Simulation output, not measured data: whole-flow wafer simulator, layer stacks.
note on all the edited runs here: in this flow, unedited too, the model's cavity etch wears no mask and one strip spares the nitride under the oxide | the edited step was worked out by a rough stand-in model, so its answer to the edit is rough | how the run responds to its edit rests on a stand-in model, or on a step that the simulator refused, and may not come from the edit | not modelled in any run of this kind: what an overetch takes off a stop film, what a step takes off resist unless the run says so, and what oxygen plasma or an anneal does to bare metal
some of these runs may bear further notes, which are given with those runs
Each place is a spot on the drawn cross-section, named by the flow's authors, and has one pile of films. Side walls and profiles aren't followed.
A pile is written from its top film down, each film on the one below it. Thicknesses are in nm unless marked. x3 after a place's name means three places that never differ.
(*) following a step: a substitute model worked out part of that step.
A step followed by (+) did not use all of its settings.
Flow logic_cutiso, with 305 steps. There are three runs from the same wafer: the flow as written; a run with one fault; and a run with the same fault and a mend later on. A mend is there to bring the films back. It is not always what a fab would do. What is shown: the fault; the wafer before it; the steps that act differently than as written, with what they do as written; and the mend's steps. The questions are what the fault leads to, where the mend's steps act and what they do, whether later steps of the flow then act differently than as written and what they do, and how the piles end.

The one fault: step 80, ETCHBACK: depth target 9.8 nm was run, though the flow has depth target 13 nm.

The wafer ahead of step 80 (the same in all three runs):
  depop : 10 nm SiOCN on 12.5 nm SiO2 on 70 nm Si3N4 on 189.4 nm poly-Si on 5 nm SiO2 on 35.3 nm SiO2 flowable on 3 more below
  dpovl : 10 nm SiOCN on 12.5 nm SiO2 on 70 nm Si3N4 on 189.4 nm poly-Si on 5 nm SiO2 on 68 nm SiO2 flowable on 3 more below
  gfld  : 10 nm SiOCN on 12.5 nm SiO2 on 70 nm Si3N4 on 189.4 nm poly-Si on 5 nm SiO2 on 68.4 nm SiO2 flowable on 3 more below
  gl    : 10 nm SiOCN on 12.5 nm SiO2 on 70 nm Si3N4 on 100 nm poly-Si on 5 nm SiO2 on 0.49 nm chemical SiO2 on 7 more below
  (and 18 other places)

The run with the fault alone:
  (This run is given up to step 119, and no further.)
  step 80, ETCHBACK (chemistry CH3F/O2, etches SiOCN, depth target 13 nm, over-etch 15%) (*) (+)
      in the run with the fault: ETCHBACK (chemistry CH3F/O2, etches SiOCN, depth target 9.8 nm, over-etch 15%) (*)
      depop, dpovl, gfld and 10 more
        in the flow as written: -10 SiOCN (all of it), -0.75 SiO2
        in the run with the fault: -10 SiOCN (all of it)
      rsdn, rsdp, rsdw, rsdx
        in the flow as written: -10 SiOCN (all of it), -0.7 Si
        in the run with the fault: -10 SiOCN (all of it)
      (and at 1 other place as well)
  Later steps of the flow acting differently than as written (16 more steps, not shown, differ only slightly: by at most 2% or 0.5 nm, whichever is larger):
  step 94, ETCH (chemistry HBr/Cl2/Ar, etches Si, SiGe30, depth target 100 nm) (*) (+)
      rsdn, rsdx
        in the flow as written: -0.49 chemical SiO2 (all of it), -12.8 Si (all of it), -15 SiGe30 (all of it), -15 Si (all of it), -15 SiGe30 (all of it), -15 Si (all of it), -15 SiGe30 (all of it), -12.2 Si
        in the run with the fault: -0.49 chemical SiO2 (all of it), -13.5 Si (all of it), -15 SiGe30 (all of it), -15 Si (all of it), -15 SiGe30 (all of it), -15 Si (all of it), -15 SiGe30 (all of it), -11.5 Si
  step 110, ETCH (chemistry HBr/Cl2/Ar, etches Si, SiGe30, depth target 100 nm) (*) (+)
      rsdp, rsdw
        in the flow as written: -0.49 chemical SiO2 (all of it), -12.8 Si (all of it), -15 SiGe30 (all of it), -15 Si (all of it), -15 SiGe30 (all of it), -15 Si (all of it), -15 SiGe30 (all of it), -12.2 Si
        in the run with the fault: -0.49 chemical SiO2 (all of it), -13.5 Si (all of it), -15 SiGe30 (all of it), -15 Si (all of it), -15 SiGe30 (all of it), -15 Si (all of it), -15 SiGe30 (all of it), -11.5 Si
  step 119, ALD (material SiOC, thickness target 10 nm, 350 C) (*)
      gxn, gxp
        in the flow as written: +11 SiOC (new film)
        in the run with the fault: +15.2 SiOC (new film)
  The piles after step 119 differ from the flow's at depop, dpovl, gfld and 10 more by more than 2% or 0.5 nm, whichever is larger.
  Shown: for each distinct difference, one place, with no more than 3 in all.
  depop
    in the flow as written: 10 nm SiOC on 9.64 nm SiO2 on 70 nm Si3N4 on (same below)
    in the run with the fault: 10 nm SiOC on 10.4 nm SiO2 on 70 nm Si3N4 on (same below)
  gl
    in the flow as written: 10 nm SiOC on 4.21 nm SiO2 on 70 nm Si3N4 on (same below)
    in the run with the fault: 10 nm SiOC on 4.96 nm SiO2 on 70 nm Si3N4 on (same below)
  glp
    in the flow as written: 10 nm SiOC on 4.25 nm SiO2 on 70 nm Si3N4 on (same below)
    in the run with the fault: 10 nm SiOC on 5 nm SiO2 on 70 nm Si3N4 on (same below)

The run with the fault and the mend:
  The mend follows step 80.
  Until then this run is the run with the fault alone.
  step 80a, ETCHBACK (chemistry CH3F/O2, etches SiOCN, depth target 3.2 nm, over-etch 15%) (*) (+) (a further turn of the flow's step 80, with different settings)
      depop, dpovl, gfld and 10 more
        -0.8 SiO2
      lnr, lnri, lnrp, lnrt
        -3.2 SiOCN
      rsdn, rsdp, rsdw, rsdx
        -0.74 Si
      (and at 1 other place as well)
  Later steps of the flow that are run all act as written at every place that is followed, up to a difference of at most 2% or 0.5 nm, whichever is larger.
  At the end the piles are close to the flow's at the places that both follow, differing by at most 2% or 0.5 nm, whichever is larger.
